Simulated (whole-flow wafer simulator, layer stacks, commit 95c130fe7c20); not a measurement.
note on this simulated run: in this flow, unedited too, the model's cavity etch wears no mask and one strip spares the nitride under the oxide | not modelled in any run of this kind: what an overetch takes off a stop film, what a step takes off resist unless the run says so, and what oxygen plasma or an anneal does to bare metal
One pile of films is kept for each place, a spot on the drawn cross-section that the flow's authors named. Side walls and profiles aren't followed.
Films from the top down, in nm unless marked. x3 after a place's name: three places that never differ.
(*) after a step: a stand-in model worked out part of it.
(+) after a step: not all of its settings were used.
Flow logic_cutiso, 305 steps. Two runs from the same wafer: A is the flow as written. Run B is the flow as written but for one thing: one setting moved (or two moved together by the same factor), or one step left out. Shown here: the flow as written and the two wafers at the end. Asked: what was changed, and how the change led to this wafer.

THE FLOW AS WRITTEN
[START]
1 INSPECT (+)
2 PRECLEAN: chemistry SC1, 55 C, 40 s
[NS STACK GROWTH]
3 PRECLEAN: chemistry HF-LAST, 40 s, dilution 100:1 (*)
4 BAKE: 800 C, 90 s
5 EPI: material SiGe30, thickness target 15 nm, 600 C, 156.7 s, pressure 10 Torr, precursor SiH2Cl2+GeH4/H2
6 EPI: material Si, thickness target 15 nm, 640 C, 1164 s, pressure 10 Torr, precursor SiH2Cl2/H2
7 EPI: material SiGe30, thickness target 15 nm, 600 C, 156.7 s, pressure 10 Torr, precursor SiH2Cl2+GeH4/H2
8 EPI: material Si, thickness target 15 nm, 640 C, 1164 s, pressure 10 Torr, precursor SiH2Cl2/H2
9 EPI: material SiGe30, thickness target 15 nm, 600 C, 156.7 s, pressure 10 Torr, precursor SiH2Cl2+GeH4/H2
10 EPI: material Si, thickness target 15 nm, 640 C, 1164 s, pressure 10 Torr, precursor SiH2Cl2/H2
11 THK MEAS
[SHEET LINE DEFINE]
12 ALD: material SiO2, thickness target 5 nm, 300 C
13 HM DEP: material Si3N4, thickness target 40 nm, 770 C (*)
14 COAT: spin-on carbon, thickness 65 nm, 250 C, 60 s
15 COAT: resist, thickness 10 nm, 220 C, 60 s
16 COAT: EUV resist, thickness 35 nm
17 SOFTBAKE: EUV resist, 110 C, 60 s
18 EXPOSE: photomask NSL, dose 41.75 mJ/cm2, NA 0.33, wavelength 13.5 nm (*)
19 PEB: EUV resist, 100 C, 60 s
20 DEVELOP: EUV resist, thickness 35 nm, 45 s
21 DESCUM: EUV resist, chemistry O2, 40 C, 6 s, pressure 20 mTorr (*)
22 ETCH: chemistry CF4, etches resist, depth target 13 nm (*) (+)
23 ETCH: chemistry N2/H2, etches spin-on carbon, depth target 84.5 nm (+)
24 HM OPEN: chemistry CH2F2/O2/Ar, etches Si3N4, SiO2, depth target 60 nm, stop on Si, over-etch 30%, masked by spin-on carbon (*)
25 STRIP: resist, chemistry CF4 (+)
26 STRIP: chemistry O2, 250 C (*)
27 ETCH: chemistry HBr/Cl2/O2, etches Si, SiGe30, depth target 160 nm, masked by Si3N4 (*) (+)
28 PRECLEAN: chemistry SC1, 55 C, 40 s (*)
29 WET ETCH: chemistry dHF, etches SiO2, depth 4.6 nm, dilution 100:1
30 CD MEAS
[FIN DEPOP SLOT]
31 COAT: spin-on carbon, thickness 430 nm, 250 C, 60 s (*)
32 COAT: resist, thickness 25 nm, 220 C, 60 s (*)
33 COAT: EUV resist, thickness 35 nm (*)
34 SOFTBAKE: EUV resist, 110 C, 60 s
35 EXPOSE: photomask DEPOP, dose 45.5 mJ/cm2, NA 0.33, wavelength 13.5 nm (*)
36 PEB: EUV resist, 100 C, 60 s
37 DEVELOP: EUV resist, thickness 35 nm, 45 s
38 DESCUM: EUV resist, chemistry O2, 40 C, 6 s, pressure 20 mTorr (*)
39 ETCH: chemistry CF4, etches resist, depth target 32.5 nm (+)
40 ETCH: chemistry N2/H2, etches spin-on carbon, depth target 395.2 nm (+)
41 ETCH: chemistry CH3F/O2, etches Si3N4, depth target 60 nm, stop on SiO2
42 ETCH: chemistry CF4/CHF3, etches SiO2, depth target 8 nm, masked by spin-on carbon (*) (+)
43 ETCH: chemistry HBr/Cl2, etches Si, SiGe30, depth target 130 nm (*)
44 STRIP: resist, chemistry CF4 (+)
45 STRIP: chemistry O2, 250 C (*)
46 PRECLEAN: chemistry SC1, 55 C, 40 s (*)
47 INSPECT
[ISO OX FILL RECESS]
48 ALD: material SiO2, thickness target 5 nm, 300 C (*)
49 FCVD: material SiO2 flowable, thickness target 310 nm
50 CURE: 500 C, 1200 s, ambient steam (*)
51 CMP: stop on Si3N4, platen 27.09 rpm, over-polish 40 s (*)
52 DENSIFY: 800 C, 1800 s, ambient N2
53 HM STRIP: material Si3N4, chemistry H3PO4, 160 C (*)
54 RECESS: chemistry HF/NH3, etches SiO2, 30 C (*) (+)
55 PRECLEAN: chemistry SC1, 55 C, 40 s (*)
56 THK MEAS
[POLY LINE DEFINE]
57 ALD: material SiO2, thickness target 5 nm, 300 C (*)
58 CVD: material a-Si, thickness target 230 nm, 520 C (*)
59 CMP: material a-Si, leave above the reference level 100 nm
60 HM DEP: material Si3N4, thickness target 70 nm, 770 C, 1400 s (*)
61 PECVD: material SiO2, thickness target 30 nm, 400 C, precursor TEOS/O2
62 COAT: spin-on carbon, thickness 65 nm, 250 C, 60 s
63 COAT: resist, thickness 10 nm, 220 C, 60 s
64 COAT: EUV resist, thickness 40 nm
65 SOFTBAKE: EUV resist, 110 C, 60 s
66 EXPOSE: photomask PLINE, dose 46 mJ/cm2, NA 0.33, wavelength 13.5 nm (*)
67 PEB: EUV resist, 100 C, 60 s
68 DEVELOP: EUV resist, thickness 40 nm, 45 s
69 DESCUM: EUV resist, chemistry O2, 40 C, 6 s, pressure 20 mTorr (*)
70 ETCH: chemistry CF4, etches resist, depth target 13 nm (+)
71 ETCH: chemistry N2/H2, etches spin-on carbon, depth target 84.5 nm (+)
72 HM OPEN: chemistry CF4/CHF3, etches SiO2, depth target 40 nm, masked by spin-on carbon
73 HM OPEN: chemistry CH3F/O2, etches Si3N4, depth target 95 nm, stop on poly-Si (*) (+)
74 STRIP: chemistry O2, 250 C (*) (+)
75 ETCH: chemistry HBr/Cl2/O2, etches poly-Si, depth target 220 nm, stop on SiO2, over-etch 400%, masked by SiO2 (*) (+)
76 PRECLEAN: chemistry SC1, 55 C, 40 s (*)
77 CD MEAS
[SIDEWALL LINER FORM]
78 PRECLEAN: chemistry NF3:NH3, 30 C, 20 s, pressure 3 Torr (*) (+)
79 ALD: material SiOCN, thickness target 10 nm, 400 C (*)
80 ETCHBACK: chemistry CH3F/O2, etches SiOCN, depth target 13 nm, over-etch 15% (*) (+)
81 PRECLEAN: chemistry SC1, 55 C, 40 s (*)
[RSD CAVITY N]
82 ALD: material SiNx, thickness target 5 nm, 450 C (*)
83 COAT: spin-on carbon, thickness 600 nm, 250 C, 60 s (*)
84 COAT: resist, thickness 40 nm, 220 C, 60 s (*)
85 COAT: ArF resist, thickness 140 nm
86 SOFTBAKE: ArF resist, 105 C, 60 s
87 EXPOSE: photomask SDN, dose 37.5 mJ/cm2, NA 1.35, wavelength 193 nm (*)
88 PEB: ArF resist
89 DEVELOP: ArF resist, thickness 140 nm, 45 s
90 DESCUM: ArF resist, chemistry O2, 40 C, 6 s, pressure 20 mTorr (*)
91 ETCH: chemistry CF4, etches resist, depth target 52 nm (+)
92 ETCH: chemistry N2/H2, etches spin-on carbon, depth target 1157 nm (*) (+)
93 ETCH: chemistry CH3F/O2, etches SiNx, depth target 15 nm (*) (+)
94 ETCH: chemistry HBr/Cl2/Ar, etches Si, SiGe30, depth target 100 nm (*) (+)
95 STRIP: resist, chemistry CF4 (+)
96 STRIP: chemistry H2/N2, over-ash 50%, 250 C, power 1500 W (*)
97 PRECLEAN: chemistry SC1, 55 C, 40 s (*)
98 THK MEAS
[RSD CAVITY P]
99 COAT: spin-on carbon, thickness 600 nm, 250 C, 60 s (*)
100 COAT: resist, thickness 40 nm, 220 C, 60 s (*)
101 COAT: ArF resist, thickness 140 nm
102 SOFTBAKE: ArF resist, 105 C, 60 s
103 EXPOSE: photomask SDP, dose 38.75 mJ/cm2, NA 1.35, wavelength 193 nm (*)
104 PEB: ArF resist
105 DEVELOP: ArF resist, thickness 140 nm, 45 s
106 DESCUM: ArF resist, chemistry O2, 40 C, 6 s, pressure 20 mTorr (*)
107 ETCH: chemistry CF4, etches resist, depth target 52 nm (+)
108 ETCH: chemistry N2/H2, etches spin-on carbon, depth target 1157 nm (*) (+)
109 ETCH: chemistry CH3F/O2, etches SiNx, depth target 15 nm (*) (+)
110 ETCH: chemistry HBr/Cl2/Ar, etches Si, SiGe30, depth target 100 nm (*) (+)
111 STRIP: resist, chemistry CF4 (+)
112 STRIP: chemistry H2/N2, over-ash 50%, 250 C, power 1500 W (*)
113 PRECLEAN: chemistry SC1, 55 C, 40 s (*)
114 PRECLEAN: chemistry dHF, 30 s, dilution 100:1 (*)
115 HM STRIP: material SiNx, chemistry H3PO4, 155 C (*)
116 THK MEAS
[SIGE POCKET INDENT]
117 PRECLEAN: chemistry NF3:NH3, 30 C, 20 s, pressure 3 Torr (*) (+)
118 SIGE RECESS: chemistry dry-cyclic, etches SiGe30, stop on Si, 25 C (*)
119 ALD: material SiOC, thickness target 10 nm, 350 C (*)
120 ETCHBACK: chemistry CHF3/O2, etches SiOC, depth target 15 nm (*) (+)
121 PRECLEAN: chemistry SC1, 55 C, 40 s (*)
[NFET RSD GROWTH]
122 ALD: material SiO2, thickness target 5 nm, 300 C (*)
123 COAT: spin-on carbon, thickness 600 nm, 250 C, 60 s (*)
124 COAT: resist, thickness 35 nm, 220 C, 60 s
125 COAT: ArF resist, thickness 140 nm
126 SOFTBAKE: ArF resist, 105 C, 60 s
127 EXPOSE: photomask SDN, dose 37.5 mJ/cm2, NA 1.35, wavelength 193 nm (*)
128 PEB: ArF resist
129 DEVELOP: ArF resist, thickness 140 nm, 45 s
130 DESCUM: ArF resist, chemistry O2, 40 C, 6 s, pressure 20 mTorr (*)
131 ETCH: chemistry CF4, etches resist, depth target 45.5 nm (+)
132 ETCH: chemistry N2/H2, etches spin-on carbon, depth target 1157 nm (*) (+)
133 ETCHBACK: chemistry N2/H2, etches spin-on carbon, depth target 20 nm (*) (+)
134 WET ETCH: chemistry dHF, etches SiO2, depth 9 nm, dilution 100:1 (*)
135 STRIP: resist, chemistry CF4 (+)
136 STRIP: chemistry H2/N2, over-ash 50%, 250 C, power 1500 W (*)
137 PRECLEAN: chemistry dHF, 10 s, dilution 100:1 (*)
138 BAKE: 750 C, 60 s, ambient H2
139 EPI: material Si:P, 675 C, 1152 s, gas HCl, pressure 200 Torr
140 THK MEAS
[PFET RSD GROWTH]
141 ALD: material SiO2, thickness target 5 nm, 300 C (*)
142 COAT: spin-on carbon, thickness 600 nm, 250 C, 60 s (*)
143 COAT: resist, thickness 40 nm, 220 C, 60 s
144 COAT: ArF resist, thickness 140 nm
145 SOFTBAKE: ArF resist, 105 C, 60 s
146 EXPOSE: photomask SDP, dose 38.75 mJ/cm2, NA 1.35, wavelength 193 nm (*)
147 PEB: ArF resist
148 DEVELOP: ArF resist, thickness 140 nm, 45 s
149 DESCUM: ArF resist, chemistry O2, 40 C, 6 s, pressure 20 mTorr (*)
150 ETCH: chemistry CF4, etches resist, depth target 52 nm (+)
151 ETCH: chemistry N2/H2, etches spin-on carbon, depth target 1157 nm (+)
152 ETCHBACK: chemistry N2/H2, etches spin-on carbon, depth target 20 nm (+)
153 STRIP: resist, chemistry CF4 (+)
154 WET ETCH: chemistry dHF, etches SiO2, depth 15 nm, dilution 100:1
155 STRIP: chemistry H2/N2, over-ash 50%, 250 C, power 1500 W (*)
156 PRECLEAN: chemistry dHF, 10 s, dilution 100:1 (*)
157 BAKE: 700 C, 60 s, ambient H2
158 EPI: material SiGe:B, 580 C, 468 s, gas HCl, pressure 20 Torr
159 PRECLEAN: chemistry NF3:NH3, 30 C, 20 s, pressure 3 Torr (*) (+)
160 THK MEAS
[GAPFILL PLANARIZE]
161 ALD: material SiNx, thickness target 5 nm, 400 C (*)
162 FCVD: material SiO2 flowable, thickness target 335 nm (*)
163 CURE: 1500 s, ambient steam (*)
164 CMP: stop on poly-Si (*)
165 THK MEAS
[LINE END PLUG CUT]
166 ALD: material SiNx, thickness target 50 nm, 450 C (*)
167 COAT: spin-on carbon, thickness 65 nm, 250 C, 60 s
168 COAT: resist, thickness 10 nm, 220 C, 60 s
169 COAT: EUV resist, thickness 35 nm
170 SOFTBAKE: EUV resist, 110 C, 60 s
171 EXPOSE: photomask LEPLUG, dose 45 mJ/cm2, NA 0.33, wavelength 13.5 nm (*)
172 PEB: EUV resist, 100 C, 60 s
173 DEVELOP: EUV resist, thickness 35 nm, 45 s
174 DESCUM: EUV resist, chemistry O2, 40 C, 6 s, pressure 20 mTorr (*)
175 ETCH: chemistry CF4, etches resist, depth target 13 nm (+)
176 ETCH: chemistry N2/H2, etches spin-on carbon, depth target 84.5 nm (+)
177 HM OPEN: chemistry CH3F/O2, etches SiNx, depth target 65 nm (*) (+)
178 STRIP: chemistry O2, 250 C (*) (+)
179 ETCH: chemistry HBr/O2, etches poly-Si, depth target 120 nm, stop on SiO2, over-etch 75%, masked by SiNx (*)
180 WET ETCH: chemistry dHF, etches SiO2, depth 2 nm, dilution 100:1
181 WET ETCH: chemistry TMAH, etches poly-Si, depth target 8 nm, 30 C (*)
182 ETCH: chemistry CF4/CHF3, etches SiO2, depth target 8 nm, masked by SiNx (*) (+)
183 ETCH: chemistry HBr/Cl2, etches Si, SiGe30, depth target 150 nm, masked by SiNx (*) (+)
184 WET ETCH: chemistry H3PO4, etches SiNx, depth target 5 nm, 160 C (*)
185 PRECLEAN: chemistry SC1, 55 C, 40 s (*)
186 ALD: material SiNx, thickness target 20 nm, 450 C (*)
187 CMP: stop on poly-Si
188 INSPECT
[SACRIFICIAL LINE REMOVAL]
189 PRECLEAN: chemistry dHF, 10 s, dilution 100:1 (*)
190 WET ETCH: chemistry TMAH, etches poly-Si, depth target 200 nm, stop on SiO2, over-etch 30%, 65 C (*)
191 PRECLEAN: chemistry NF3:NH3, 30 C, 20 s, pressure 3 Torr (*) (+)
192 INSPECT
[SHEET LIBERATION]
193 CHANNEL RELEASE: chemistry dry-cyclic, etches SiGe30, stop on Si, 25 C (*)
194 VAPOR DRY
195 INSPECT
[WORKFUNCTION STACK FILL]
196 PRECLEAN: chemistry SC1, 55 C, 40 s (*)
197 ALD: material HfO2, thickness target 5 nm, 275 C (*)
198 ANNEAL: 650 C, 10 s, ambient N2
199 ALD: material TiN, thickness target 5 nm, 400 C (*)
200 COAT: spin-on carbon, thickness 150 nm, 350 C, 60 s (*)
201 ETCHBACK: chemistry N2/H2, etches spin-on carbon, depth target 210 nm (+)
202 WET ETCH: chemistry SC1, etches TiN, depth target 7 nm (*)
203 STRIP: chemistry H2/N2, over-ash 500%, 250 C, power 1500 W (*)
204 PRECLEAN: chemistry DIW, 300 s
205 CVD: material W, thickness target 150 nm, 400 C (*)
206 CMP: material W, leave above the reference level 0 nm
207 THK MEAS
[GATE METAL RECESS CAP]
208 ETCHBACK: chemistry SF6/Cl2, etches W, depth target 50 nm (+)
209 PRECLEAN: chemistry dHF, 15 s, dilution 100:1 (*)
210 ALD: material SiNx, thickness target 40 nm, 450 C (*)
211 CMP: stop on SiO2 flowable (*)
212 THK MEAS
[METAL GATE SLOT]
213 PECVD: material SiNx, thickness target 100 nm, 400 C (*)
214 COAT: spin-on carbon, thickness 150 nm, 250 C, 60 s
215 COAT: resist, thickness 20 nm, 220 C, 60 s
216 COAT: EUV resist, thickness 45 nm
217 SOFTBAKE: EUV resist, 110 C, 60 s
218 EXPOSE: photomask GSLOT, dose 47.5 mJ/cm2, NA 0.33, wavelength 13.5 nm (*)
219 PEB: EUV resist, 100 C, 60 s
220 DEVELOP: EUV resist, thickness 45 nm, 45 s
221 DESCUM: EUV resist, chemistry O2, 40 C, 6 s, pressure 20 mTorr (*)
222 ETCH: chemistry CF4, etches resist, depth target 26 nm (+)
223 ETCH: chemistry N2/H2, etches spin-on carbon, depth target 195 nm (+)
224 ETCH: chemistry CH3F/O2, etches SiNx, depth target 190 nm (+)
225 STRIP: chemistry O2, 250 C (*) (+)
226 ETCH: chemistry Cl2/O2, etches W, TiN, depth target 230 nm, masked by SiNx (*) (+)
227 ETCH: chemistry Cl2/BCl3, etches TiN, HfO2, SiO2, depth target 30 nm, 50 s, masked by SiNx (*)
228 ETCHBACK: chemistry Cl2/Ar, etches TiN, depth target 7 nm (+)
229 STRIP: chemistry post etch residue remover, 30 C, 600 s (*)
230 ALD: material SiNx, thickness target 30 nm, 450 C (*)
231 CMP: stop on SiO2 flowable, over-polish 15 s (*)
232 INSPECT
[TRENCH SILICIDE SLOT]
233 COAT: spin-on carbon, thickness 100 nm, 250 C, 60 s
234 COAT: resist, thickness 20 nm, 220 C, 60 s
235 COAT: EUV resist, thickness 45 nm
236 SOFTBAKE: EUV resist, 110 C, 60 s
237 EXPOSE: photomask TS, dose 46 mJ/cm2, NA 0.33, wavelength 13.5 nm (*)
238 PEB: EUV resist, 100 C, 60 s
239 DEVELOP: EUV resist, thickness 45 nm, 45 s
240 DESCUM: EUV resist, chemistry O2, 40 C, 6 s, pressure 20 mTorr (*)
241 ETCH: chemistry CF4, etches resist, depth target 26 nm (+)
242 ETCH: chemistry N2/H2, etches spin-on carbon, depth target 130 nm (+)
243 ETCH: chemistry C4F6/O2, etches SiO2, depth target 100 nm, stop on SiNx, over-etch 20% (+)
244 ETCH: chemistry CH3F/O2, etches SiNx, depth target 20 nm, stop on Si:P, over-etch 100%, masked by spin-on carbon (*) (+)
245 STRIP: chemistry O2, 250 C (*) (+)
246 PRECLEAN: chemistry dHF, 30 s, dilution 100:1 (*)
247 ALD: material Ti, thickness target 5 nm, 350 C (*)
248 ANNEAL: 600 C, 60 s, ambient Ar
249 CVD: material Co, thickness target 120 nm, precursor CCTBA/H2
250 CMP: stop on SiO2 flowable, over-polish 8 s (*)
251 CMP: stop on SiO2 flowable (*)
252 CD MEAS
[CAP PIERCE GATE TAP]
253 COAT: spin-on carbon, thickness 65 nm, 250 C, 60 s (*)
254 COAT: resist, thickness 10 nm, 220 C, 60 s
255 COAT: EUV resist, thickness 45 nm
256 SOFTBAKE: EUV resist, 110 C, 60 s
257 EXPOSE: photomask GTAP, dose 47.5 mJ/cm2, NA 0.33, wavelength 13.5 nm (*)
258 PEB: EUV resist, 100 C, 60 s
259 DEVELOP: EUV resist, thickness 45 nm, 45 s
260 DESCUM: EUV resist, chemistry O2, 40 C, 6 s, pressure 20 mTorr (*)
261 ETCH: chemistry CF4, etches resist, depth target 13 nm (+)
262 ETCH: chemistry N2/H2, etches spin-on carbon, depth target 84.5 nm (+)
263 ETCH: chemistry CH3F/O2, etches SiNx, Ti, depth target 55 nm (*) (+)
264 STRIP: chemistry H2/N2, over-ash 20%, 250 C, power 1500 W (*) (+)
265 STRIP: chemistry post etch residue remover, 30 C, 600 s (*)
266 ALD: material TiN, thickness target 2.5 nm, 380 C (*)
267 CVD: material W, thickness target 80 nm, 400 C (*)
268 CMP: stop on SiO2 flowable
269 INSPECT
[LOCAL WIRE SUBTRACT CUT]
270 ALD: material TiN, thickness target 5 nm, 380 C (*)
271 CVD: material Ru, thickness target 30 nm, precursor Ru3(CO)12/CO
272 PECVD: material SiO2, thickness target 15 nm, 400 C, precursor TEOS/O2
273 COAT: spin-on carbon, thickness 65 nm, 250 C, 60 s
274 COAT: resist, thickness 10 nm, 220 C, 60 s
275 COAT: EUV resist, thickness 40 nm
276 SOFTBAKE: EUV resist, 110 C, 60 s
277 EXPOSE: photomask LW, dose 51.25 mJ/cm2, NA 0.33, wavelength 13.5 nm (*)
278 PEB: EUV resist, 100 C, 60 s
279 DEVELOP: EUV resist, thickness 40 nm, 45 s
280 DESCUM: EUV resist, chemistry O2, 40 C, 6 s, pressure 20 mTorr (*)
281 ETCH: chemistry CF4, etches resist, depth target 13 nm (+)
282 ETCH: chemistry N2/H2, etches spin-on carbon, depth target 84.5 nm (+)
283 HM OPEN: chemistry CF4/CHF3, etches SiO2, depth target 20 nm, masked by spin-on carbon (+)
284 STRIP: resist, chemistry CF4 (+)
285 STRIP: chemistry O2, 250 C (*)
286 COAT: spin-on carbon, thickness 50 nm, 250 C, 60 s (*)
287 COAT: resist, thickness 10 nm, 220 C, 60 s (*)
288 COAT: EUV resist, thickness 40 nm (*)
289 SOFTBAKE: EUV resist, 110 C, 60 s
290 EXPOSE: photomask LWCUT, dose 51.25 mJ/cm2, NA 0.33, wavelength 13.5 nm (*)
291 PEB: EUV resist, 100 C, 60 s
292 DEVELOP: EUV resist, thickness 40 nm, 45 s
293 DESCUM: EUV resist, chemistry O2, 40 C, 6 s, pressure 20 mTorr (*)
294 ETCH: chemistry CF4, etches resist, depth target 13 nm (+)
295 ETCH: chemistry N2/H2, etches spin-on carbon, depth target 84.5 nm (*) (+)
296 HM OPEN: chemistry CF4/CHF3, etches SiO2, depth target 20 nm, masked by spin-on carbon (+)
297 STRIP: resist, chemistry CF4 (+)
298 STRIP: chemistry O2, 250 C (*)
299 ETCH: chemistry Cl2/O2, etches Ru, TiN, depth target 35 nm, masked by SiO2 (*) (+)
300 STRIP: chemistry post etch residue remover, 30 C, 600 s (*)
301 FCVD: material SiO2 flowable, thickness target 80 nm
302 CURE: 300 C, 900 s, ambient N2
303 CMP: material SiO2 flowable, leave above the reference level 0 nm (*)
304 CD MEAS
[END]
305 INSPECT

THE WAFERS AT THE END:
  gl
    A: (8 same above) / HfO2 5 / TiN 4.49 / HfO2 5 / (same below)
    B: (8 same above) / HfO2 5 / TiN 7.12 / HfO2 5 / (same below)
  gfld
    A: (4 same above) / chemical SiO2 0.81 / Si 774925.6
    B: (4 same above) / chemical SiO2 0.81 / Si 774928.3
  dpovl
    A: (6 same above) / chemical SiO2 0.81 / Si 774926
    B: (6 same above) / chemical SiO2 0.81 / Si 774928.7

The cause: step 9, EPI: 184.1 s was run, where the flow has 156.7 s.

How the change led to this, step by step:
  9 EPI: material SiGe30, thickness target 15 nm, 600 C, 156.7 s, pressure 10 Torr, precursor SiH2Cl2+GeH4/H2
      depop, dpovl, gfld and 19 more: A SiGe30 +15 (new film) | B SiGe30 +17.6 (new film)
  27 ETCH: chemistry HBr/Cl2/O2, etches Si, SiGe30, depth target 160 nm, masked by Si3N4 (*) (+)
      gfld, gxf, iso, lnri: A chemical SiO2 -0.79 (all of it), Si -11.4 (all of it), SiGe30 -15 (all of it), Si -15 (all of it), SiGe30 -15 (all of it), Si -15 (all of it), SiGe30 -15 (all of it), Si -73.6 | B chemical SiO2 -0.79 (all of it), Si -11.4 (all of it), SiGe30 -17.6 (all of it), Si -15 (all of it), SiGe30 -15 (all of it), Si -15 (all of it), SiGe30 -15 (all of it), Si -71
      dpovl, nsgap: A chemical SiO2 -0.79 (all of it), Si -11.8 (all of it), SiGe30 -15 (all of it), Si -15 (all of it), SiGe30 -15 (all of it), Si -15 (all of it), SiGe30 -15 (all of it), Si -73.2 | B chemical SiO2 -0.79 (all of it), Si -11.8 (all of it), SiGe30 -17.6 (all of it), Si -15 (all of it), SiGe30 -15 (all of it), Si -15 (all of it), SiGe30 -15 (all of it), Si -70.6
      (and at 1 more place)
  43 ETCH: chemistry HBr/Cl2, etches Si, SiGe30, depth target 130 nm (*)
      depop: A Si -14 (all of it), SiGe30 -15 (all of it), Si -15 (all of it), SiGe30 -15 (all of it), Si -15 (all of it), SiGe30 -15 (all of it), Si -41 | B Si -14 (all of it), SiGe30 -17.6 (all of it), Si -15 (all of it), SiGe30 -15 (all of it), Si -15 (all of it), SiGe30 -15 (all of it), Si -38.3
  94 ETCH: chemistry HBr/Cl2/Ar, etches Si, SiGe30, depth target 100 nm (*) (+)
      rsdn, rsdx: A chemical SiO2 -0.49 (all of it), Si -12.8 (all of it), SiGe30 -15 (all of it), Si -15 (all of it), SiGe30 -15 (all of it), Si -15 (all of it), SiGe30 -15 (all of it), Si -12.2 | B chemical SiO2 -0.49 (all of it), Si -12.8 (all of it), SiGe30 -17.6 (all of it), Si -15 (all of it), SiGe30 -15 (all of it), Si -15 (all of it), SiGe30 -15 (all of it), Si -9.54
  110 ETCH: chemistry HBr/Cl2/Ar, etches Si, SiGe30, depth target 100 nm (*) (+)
      rsdp, rsdw: A chemical SiO2 -0.49 (all of it), Si -12.8 (all of it), SiGe30 -15 (all of it), Si -15 (all of it), SiGe30 -15 (all of it), Si -15 (all of it), SiGe30 -15 (all of it), Si -12.2 | B chemical SiO2 -0.49 (all of it), Si -12.8 (all of it), SiGe30 -17.6 (all of it), Si -15 (all of it), SiGe30 -15 (all of it), Si -15 (all of it), SiGe30 -15 (all of it), Si -9.54
  118 SIGE RECESS: chemistry dry-cyclic, etches SiGe30, stop on Si, 25 C (*)
      lnr, lnrp, lnrt: A SiOCN -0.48, Si -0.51, cavity +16 (new film), SiGe30 -15 (all of it), Si -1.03, cavity +16 (new film), SiGe30 -15 (all of it), Si -1.03, cavity +16 (new film), SiGe30 -15 (all of it), Si -0.51 | B SiOCN -0.48, Si -0.51, cavity +18.7 (new film), SiGe30 -17.6 (all of it), Si -1.03, cavity +16 (new film), SiGe30 -15 (all of it), Si -1.03, cavity +16 (new film), SiGe30 -15 (all of it), Si -0.51
  119 ALD: material SiOC, thickness target 10 nm, 350 C (*)
      lnr, lnrp, lnrt: A SiOC +10 (new film), SiOC +16 (new film), cavity -16 (all of it), SiOC +16 (new film), cavity -16 (all of it), SiOC +16 (new film), cavity -16 (all of it) | B SiOC +10 (new film), SiOC +18.7 (new film), cavity -18.7 (all of it), SiOC +16 (new film), cavity -16 (all of it), SiOC +16 (new film), cavity -16 (all of it)
  183 ETCH: chemistry HBr/Cl2, etches Si, SiGe30, depth target 150 nm, masked by SiNx (*) (+)
      plug: A Si -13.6 (all of it), SiGe30 -15 (all of it), Si -15 (all of it), SiGe30 -15 (all of it), Si -15 (all of it), SiGe30 -15 (all of it), Si -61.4 | B Si -13.6 (all of it), SiGe30 -17.6 (all of it), Si -15 (all of it), SiGe30 -15 (all of it), Si -15 (all of it), SiGe30 -15 (all of it), Si -58.8
  193 CHANNEL RELEASE: chemistry dry-cyclic, etches SiGe30, stop on Si, 25 C (*)
      gl, glp, gxn, gxp, ns, tap: A chemical SiO2 +0.8 (new film), Si -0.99, chemical SiO2 +0.8 (new film), cavity +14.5 (new film), chemical SiO2 +0.8 (new film), SiGe30 -15 (all of it), Si -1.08, chemical SiO2 +0.8 (new film), cavity +14.5 (new film), chemical SiO2 +0.8 (new film), SiGe30 -15 (all of it), Si -1.08, chemical SiO2 +0.8 (new film), cavity +14.5 (new film), chemical SiO2 +0.8 (new film), SiGe30 -15 (all of it), Si -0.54 | B chemical SiO2 +0.8 (new film), Si -0.99, chemical SiO2 +0.8 (new film), cavity +17.1 (new film), chemical SiO2 +0.8 (new film), SiGe30 -17.6 (all of it), Si -1.08, chemical SiO2 +0.8 (new film), cavity +14.5 (new film), chemical SiO2 +0.8 (new film), SiGe30 -15 (all of it), Si -1.08, chemical SiO2 +0.8 (new film), cavity +14.5 (new film), chemical SiO2 +0.8 (new film), SiGe30 -15 (all of it), Si -0.54
  199 ALD: material TiN, thickness target 5 nm, 400 C (*)
      gl, glp, tap: A TiN +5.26 (new film), TiN +4.49 (new film), cavity -4.49 (all of it), TiN +4.49 (new film), cavity -4.49 (all of it), TiN +4.49 (new film), cavity -4.49 (all of it) | B TiN +5.26 (new film), TiN +7.12 (new film), cavity -7.12 (all of it), TiN +4.49 (new film), cavity -4.49 (all of it), TiN +4.49 (new film), cavity -4.49 (all of it)
      gxn, gxp, ns: A TiN +5 (new film), TiN +4.49 (new film), cavity -4.49 (all of it), TiN +4.49 (new film), cavity -4.49 (all of it), TiN +4.49 (new film), cavity -4.49 (all of it) | B TiN +5 (new film), TiN +7.12 (new film), cavity -7.12 (all of it), TiN +4.49 (new film), cavity -4.49 (all of it), TiN +4.49 (new film), cavity -4.49 (all of it)
